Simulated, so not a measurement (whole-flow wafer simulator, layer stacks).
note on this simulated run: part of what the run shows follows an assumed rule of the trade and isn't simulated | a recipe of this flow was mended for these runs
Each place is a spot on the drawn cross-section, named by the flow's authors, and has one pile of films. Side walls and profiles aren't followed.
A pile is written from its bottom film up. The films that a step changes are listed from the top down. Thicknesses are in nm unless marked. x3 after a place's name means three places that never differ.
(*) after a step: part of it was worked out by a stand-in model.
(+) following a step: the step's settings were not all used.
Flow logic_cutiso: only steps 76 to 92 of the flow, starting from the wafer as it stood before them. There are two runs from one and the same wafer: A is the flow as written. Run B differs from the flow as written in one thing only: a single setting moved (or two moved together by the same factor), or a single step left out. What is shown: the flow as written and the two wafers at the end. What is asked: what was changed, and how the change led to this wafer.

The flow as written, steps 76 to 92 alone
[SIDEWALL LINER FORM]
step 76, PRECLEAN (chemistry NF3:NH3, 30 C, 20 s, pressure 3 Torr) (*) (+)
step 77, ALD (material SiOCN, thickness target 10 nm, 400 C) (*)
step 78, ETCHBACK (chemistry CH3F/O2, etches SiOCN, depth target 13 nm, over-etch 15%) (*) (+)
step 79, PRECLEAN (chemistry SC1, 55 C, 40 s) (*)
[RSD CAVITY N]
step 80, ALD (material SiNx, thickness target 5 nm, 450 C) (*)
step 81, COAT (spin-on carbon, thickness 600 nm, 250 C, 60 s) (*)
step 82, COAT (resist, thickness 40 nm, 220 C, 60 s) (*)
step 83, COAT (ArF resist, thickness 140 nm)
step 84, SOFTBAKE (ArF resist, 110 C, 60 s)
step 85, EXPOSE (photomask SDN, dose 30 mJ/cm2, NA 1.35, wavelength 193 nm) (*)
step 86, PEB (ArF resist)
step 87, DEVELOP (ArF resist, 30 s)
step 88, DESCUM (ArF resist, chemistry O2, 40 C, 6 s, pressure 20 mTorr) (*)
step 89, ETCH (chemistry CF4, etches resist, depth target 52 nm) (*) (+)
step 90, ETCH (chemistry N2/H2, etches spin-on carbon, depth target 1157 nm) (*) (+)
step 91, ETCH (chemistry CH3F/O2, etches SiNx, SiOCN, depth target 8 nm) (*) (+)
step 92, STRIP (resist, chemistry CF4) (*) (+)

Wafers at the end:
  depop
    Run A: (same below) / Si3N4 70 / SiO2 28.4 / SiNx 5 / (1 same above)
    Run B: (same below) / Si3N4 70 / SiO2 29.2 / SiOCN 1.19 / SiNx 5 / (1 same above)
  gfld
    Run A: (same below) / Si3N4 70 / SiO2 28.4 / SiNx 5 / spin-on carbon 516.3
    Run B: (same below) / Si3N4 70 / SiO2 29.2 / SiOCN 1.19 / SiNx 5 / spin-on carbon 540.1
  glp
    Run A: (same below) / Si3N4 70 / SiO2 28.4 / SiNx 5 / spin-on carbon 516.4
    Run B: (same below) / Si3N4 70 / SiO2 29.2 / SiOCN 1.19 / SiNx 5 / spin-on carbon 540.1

Cause: step 77, ALD: thickness target 14.2 nm was run, whereas the flow has thickness target 10 nm.

Step by step, how the change led to this:
  step 77, ALD (material SiOCN, thickness target 10 nm, 400 C) (*)
      depop, dpovl x3, gfld and 13 more: A SiOCN gains 10 (new film) | B SiOCN gains 14.2 (new film)
  step 78, ETCHBACK (chemistry CH3F/O2, etches SiOCN, depth target 13 nm, over-etch 15%) (*) (+)
      depop, dpovl x3, gfld and 8 more: A SiOCN loses 10 (all of it), SiO2 loses 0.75 | B SiOCN loses 13
      rsdn, rsdp, rsdw, rsdx: A SiOCN loses 10 (all of it), Si loses 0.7 | B SiOCN loses 13
      (and at 1 other place as well)
  step 81, COAT (spin-on carbon, thickness 600 nm, 250 C, 60 s) (*)
      gfld, gxf, gxn, gxp: A spin-on carbon gains 516.3 (new film) | B spin-on carbon gains 540.1 (new film)
      gl, glp, plug, tap: A spin-on carbon gains 516.4 (new film) | B spin-on carbon gains 540.1 (new film)
      (and at 9 other places as well)
  step 90, ETCH (chemistry N2/H2, etches spin-on carbon, depth target 1157 nm) (*) (+)
      depop, dpovl x3, gfld and 10 more: A ArF resist loses 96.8 (all of it), resist loses 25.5 | B ArF resist loses 96.8 (all of it), resist loses 26.6
      gl, tap: A spin-on carbon loses 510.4 (all of it), SiNx loses 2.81 | B spin-on carbon loses 534.1 (all of it), SiNx loses 2.9
      (and at 5 other places as well)
  step 91, ETCH (chemistry CH3F/O2, etches SiNx, SiOCN, depth target 8 nm) (*) (+)
      gl, gxn, tap: A SiNx loses 2.19 (all of it), SiO2 loses 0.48 | B SiNx loses 2.1 (all of it), SiOCN loses 1.19 (all of it), SiO2 loses 0.39
      rsdn, rsdx: A SiNx loses 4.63 (all of it), chemical SiO2 loses 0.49 (all of it) | B SiNx loses 4.54 (all of it), SiOCN loses 1.19 (all of it), Si loses 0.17
  step 92, STRIP (resist, chemistry CF4) (*) (+)
      depop, dpovl x3, ns, rsdw: A resist loses 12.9 (all of it) | B resist loses 11.8 (all of it)
      gfld, gxf, gxp, iso, lnri: A resist loses 13 (all of it) | B resist loses 11.8 (all of it)
      (and at 11 other places as well)
